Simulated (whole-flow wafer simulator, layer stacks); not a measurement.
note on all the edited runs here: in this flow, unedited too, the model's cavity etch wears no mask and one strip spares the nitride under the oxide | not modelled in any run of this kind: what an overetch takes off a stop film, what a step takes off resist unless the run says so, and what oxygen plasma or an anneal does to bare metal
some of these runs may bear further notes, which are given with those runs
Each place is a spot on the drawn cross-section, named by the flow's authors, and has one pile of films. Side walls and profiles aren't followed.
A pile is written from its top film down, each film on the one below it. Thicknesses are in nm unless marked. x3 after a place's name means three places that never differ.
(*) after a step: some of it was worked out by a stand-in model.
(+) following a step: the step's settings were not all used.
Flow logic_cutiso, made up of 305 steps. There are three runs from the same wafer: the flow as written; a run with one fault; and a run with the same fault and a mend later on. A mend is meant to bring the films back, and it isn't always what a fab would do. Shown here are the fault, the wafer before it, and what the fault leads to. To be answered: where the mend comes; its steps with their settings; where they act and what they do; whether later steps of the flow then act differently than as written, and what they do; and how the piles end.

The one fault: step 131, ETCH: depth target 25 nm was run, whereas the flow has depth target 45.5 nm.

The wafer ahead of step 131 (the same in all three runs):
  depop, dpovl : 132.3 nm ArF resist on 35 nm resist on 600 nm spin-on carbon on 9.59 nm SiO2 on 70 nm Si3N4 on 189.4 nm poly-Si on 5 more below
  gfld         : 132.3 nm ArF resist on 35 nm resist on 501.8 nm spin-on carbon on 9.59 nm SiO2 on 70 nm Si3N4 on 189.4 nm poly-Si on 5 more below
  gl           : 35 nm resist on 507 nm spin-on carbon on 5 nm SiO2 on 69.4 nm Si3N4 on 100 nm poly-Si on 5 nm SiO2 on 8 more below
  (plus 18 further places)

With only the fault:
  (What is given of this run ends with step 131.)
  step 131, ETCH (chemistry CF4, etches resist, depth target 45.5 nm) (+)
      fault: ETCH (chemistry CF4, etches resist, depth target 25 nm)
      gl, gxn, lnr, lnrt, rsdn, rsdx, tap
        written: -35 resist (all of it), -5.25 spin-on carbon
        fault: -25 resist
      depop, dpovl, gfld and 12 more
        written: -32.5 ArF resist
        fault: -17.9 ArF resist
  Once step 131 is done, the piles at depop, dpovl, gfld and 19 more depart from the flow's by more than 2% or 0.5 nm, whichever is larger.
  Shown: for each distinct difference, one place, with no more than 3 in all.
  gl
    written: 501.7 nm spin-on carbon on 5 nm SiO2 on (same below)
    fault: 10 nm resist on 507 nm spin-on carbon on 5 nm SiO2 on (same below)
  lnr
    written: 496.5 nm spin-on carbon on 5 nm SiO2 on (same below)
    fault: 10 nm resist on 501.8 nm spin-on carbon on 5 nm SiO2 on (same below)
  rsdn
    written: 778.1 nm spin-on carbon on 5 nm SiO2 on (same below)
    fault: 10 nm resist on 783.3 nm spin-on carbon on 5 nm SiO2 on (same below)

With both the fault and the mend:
  The mend follows step 131.
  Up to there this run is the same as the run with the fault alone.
  step 131a, ETCH (chemistry CF4, etches resist, depth target 20.5 nm) (*) (+) (a further turn of the flow's step 131, with different settings)
      depop, dpovl, gfld and 12 more
        -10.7 ArF resist
      gl, gxn, lnr, lnrt, rsdn, rsdx, tap
        -10 resist (all of it), -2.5 spin-on carbon
  Later steps of the flow acting differently than as written (4 other steps are not shown; they differ only slightly, by no more than 2% or 0.5 nm, whichever is larger):
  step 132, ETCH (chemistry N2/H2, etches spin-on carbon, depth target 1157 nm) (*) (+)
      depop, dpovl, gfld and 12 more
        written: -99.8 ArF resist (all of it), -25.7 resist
        mend: -103.8 ArF resist (all of it), -25.8 resist
  The piles end the same as the flow's at every place that both follow.
